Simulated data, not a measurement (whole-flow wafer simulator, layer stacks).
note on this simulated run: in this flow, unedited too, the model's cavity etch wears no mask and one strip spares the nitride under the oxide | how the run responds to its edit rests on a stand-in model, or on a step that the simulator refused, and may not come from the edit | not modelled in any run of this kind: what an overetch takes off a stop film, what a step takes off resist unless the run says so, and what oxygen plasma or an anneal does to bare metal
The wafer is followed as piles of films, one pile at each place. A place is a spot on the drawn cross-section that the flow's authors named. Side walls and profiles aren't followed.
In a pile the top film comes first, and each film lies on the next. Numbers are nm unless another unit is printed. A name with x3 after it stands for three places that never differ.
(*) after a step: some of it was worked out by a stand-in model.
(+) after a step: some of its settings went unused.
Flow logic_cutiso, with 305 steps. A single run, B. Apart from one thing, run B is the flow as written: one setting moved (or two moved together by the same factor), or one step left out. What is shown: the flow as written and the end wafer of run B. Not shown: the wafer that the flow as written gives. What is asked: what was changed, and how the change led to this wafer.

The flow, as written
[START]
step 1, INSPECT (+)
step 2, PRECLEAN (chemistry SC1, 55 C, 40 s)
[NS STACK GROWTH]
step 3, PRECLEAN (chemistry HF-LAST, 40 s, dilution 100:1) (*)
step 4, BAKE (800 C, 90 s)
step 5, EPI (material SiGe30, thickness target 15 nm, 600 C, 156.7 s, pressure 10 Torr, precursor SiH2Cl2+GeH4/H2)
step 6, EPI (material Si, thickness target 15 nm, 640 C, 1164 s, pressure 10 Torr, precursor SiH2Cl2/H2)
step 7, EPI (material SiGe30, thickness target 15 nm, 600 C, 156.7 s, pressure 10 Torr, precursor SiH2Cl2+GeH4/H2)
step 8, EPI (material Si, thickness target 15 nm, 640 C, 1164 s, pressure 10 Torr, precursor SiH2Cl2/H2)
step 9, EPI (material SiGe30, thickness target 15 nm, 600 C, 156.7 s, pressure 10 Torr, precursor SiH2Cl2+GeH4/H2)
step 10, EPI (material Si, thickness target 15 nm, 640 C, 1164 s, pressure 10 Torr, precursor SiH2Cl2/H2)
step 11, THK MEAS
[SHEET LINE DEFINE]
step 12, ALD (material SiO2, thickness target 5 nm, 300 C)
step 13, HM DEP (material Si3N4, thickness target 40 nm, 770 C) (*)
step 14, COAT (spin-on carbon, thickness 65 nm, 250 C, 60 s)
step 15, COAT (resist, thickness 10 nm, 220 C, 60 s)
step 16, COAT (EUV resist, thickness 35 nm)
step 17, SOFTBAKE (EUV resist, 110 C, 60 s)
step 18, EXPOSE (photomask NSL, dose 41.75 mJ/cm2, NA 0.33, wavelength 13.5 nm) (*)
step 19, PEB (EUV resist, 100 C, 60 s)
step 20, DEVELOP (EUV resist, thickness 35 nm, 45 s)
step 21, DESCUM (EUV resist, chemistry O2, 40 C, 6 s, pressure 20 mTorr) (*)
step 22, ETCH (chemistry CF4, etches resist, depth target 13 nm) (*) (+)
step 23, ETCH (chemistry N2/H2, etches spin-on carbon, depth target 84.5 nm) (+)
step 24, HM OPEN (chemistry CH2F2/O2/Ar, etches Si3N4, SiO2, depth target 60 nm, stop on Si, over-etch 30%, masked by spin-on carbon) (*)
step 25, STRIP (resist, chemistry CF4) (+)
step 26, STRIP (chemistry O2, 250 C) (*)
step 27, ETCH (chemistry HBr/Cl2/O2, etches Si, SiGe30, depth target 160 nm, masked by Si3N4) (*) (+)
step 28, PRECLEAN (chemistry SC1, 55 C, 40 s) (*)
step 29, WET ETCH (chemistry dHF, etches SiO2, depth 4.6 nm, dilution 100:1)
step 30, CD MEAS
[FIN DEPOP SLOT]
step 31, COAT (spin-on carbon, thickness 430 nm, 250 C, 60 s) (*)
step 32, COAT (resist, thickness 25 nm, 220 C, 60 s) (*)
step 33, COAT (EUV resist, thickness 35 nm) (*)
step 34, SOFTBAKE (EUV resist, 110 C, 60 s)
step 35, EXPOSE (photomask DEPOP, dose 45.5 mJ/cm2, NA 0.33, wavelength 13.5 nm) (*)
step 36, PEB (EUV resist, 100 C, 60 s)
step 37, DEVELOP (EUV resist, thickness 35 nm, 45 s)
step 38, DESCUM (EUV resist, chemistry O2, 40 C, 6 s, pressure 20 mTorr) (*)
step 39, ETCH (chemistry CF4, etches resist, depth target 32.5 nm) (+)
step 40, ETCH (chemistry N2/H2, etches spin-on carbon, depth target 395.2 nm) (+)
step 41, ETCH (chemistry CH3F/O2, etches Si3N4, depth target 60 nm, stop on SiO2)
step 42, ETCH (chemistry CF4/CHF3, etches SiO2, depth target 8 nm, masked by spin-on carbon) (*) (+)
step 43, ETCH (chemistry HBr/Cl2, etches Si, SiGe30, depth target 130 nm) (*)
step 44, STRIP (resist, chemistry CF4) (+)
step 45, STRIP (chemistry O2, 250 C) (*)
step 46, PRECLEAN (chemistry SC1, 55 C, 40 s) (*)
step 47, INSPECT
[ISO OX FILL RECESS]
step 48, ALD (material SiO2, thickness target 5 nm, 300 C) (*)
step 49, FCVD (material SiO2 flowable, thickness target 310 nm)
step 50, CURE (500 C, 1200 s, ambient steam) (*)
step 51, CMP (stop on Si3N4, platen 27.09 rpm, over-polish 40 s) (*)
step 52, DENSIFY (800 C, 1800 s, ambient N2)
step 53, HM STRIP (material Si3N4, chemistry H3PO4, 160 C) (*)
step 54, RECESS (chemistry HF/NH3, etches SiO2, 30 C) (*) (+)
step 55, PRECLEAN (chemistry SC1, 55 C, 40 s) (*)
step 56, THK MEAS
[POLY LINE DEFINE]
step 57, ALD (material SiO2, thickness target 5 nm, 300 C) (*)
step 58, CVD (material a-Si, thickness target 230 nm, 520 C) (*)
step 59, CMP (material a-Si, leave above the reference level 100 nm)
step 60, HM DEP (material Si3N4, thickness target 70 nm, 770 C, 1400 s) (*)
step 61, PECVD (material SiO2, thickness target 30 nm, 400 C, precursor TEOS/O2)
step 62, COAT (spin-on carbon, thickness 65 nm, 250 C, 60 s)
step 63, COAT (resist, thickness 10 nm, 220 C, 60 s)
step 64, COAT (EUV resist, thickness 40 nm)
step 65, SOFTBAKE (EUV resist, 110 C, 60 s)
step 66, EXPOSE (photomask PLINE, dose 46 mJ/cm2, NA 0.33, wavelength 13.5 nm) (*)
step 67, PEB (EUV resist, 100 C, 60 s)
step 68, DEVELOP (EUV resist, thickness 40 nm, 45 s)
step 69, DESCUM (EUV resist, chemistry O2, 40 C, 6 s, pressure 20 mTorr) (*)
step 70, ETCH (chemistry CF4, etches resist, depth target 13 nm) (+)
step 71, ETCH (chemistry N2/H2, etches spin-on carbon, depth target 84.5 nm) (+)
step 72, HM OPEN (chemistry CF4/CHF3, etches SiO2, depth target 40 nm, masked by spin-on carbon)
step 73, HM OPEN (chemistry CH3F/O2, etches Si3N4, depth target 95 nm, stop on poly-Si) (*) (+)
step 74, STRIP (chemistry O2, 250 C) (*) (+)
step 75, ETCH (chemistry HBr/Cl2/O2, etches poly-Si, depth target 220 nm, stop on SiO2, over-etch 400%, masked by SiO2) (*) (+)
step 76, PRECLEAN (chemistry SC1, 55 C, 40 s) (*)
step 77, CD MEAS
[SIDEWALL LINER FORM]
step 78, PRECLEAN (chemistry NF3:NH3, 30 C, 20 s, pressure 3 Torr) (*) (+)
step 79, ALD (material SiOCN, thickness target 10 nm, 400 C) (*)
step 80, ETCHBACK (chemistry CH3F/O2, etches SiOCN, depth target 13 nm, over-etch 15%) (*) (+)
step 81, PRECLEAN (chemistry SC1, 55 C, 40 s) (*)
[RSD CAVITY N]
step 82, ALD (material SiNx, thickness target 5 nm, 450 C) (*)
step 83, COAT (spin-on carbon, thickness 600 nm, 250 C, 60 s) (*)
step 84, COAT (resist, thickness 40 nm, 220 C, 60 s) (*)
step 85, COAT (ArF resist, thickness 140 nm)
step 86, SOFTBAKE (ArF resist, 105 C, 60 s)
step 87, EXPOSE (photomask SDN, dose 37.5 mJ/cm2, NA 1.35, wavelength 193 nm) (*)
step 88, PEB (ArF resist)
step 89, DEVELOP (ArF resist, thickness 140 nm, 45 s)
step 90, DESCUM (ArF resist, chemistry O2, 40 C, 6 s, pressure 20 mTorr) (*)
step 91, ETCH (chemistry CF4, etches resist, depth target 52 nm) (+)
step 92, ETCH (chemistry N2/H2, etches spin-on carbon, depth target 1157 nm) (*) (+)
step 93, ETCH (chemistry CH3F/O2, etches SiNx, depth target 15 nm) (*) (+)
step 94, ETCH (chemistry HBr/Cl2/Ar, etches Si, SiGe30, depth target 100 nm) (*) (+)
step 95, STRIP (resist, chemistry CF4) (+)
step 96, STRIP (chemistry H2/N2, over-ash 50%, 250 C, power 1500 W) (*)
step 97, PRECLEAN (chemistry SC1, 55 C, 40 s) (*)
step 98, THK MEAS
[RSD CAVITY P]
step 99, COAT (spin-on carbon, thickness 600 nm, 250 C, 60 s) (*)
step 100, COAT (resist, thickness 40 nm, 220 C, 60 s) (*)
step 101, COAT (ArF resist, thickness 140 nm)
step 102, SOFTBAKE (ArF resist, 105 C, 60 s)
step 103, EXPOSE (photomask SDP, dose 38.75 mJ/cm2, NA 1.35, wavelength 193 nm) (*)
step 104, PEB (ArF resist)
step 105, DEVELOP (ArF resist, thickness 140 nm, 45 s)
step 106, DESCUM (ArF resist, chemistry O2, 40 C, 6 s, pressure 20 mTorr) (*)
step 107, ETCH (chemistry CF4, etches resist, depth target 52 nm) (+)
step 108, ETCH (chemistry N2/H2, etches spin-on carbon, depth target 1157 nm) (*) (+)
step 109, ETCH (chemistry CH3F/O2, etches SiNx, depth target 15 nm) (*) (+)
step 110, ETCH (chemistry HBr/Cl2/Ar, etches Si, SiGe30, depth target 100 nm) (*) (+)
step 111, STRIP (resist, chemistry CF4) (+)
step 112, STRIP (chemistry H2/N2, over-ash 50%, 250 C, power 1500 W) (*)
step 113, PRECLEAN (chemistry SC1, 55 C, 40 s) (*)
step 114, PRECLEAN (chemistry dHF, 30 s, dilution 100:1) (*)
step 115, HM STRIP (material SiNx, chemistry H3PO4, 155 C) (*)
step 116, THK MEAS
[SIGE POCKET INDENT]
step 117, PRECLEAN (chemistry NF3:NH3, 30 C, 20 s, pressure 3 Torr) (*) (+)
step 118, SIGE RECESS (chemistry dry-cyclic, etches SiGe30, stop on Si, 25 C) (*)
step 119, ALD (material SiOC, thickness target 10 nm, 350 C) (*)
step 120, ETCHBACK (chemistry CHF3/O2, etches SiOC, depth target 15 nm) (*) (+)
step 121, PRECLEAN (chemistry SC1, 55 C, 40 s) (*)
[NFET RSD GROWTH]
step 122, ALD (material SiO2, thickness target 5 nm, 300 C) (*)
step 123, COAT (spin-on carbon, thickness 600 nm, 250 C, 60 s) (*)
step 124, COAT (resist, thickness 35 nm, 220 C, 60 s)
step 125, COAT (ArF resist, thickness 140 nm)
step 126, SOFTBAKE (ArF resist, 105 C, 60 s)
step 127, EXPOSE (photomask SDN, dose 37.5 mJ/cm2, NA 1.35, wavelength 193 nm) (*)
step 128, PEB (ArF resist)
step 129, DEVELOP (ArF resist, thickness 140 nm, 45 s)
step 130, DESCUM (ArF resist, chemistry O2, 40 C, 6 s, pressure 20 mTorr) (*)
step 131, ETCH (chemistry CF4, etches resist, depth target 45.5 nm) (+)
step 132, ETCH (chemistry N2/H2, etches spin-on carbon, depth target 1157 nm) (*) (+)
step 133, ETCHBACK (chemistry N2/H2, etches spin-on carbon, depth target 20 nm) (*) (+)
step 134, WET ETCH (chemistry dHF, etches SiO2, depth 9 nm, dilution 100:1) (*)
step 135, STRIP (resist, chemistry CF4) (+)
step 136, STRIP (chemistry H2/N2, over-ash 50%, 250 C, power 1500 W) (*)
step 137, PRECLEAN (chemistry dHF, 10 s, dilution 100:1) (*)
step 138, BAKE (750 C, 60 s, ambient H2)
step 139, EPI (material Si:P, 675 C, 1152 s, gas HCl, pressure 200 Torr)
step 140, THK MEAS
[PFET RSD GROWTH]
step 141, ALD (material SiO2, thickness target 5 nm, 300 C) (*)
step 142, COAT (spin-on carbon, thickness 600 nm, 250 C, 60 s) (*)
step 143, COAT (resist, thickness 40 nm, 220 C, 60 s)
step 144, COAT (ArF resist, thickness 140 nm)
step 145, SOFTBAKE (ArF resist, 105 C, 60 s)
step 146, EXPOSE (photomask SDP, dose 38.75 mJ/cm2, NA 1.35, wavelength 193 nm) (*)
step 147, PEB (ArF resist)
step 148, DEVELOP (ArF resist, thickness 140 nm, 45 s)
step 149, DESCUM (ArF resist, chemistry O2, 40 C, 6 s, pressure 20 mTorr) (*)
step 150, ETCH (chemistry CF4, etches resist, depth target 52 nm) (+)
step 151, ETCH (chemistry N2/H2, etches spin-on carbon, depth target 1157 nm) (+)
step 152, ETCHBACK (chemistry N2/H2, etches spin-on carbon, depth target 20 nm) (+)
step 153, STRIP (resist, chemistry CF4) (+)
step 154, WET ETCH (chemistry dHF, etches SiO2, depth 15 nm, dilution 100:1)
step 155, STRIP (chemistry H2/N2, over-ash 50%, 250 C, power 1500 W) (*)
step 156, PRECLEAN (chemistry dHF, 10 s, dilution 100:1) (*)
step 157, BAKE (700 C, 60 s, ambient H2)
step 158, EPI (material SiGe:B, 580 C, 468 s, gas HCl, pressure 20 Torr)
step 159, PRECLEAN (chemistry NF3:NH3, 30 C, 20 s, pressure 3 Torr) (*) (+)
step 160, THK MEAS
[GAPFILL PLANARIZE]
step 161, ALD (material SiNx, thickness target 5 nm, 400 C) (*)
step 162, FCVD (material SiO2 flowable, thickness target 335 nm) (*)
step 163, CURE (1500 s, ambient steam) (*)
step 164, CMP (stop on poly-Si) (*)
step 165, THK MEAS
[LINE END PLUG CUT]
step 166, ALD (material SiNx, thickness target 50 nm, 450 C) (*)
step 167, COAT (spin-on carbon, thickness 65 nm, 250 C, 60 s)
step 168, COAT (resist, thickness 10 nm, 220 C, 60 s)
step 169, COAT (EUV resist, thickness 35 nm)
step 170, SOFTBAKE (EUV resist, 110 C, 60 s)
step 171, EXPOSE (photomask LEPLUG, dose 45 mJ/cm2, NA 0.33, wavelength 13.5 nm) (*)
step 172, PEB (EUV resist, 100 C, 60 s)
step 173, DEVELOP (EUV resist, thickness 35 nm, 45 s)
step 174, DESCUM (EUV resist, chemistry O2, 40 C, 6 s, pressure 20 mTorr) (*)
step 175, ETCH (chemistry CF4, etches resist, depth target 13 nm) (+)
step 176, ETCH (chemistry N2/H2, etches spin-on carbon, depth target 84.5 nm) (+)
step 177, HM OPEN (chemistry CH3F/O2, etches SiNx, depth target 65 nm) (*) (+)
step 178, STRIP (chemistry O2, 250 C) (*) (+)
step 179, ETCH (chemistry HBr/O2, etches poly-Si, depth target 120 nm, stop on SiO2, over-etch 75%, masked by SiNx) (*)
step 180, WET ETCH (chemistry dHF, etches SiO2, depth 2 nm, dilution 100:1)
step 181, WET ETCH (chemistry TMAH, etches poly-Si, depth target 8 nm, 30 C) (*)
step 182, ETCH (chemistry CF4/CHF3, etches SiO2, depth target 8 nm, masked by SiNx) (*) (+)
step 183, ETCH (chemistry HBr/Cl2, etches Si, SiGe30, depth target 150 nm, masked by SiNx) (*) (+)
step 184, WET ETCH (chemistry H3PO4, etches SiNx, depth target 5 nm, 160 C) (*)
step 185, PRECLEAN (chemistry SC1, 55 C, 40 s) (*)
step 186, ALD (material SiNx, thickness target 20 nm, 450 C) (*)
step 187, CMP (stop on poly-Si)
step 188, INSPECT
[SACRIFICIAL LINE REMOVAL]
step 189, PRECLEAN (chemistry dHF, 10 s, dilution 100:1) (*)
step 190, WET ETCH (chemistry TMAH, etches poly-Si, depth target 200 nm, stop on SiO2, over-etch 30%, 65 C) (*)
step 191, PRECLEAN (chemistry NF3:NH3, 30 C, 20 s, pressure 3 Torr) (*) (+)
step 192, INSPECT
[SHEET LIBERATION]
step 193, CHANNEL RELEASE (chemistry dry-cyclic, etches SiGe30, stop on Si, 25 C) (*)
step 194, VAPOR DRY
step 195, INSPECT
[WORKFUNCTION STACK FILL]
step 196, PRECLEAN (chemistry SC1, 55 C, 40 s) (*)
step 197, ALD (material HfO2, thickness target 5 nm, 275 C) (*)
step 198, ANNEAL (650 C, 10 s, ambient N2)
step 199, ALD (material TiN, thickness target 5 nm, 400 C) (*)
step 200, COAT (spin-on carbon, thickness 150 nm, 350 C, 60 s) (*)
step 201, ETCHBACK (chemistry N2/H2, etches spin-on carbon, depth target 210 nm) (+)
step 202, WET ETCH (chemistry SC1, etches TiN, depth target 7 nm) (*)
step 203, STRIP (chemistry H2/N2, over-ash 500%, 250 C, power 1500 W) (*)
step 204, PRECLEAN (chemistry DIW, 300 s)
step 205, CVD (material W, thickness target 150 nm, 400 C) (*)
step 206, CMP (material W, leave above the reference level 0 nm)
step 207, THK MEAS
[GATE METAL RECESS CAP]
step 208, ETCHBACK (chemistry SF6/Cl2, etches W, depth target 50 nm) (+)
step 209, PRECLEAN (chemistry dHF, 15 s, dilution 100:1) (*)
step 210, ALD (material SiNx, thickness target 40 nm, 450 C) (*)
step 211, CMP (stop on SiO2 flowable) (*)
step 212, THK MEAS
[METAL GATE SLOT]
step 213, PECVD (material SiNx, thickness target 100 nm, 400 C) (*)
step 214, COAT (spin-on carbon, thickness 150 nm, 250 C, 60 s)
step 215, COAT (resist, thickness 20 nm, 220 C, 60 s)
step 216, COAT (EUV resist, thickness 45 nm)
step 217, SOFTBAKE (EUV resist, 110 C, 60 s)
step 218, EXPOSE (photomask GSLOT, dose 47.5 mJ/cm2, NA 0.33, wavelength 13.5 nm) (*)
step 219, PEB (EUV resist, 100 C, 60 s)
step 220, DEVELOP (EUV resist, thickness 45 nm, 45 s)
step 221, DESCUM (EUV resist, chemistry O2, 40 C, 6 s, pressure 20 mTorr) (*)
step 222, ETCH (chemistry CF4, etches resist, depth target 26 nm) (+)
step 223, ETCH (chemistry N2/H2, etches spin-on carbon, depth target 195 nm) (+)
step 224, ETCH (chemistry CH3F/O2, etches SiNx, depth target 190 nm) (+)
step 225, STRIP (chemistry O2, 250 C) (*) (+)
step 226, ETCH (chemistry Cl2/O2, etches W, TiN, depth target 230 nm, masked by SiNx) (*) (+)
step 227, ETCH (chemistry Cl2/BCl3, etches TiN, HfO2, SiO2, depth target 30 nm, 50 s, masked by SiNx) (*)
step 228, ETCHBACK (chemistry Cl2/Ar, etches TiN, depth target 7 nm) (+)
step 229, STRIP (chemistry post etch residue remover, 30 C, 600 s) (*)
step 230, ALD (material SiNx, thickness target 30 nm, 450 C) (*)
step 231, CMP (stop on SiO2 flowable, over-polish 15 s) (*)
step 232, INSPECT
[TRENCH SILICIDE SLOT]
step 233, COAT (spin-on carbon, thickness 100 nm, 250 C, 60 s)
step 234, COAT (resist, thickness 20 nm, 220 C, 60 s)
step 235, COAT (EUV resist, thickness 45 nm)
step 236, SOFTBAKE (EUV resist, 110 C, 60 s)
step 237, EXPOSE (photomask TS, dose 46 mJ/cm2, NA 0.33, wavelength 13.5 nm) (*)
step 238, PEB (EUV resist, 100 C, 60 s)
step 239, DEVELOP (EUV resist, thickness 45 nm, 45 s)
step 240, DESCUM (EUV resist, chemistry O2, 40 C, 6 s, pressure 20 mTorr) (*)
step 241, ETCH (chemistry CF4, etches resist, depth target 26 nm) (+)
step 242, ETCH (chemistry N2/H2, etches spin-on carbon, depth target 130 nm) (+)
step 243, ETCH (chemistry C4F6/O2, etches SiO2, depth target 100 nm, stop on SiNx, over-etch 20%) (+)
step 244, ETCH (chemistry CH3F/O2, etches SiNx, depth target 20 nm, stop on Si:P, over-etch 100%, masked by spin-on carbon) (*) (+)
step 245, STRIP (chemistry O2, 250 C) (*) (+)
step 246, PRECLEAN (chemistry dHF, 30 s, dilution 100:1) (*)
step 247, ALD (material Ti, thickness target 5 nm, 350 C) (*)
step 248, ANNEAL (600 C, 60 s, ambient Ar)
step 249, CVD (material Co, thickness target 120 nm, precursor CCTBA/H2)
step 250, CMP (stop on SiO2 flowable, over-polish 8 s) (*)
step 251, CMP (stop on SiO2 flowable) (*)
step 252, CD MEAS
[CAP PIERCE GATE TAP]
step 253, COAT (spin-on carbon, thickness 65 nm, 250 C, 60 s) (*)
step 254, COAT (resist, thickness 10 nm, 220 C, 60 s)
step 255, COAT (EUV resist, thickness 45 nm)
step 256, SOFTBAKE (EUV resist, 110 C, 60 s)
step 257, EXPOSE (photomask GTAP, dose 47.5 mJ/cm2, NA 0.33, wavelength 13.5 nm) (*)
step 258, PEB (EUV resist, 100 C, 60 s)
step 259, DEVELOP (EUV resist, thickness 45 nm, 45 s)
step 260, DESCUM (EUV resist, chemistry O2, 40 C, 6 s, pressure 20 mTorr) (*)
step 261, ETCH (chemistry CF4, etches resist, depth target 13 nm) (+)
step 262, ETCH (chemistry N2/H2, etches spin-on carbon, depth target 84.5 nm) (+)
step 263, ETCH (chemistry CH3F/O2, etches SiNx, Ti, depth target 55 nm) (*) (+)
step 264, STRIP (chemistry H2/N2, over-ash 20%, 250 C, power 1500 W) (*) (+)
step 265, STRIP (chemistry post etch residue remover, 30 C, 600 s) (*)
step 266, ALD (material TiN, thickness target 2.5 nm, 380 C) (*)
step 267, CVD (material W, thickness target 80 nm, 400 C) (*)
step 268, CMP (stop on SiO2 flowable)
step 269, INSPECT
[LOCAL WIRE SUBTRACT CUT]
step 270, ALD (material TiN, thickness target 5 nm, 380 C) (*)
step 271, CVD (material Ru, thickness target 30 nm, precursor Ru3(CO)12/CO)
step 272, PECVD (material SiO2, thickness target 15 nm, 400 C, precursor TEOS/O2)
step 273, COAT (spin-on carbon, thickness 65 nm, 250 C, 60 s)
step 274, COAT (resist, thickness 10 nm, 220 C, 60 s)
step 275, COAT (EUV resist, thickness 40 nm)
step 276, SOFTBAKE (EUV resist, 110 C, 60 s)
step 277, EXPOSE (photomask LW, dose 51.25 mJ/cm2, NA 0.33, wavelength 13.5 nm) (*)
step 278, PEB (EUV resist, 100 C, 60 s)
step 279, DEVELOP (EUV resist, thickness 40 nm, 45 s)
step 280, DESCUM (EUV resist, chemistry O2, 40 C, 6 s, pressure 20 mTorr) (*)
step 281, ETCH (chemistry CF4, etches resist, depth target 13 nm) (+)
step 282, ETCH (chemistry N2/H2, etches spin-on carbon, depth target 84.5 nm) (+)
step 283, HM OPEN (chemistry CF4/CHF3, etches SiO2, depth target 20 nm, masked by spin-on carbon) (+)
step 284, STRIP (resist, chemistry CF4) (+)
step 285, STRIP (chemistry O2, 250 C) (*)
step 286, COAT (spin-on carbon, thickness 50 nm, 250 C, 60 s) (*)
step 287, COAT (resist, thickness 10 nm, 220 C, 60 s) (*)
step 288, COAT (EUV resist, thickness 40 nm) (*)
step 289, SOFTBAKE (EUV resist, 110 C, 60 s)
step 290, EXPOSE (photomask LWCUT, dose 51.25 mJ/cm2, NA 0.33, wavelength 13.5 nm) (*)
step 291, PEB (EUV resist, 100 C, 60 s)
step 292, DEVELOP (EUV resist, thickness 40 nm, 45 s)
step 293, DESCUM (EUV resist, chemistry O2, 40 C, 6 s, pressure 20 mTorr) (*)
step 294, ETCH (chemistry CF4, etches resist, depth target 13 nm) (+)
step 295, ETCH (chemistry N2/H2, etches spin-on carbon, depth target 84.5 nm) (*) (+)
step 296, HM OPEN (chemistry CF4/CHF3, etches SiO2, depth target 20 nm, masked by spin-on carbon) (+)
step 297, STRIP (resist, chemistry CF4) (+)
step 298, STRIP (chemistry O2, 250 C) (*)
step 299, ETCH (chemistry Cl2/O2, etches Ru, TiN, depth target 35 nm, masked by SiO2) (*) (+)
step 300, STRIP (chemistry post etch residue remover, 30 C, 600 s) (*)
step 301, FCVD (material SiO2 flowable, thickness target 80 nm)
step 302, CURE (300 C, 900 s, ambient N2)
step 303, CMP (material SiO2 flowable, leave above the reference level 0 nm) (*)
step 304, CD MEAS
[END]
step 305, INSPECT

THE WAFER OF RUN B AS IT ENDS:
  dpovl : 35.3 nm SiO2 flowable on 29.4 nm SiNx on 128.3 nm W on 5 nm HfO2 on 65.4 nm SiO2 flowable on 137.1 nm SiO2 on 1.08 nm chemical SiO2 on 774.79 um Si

Cause: step 40, ETCH: depth target 612.6 nm was run, whereas the flow has depth target 395.2 nm.

The path from the change to this, step by step:
  step 40, ETCH (chemistry N2/H2, etches spin-on carbon, depth target 395.2 nm) (+)
      dpovl: -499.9 spin-on carbon (all of it) (it would be, as written: -395.2 spin-on carbon)
      gfld, gl, glp and 17 more: -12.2 EUV resist (all of it), -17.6 resist (it would be, as written: -12.2 EUV resist (all of it), -13.9 resist)
      (as well as at 1 more place)
  step 41, ETCH (chemistry CH3F/O2, etches Si3N4, depth target 60 nm, stop on SiO2)
      dpovl: -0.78 Si (it would be, as written: -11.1 spin-on carbon)
      depop: -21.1 Si3N4 (all of it), -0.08 SiO2 (it would be, as written: -22.2 Si3N4 (all of it), -0.08 SiO2)
  step 42, ETCH (chemistry CF4/CHF3, etches SiO2, depth target 8 nm, masked by spin-on carbon) (*) (+)
      dpovl: -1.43 Si (it would be, as written: -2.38 spin-on carbon)
      gfld: -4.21 resist (all of it), -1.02 spin-on carbon (it would be, as written: -7.38 resist)
      (as well as at 19 more places)
  step 43, ETCH (chemistry HBr/Cl2, etches Si, SiGe30, depth target 130 nm) (*)
      dpovl: -130 Si (it would be, as written: -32 spin-on carbon)
  step 45, STRIP (chemistry O2, 250 C) (*)
      dpovl: +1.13 chemical SiO2 (new film), -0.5 Si (it would be, as written: +0.82 chemical SiO2 (new film), -59.3 spin-on carbon (all of it), -0.36 Si)
  step 48, ALD (material SiO2, thickness target 5 nm, 300 C) (*)
      dpovl: +137.1 SiO2 (new film) (it would be, as written: +5 SiO2 (new film))
  step 52, DENSIFY (800 C, 1800 s, ambient N2)
      nsgap: -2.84 SiO2 flowable (it would be, as written: -2.13 SiO2 flowable)
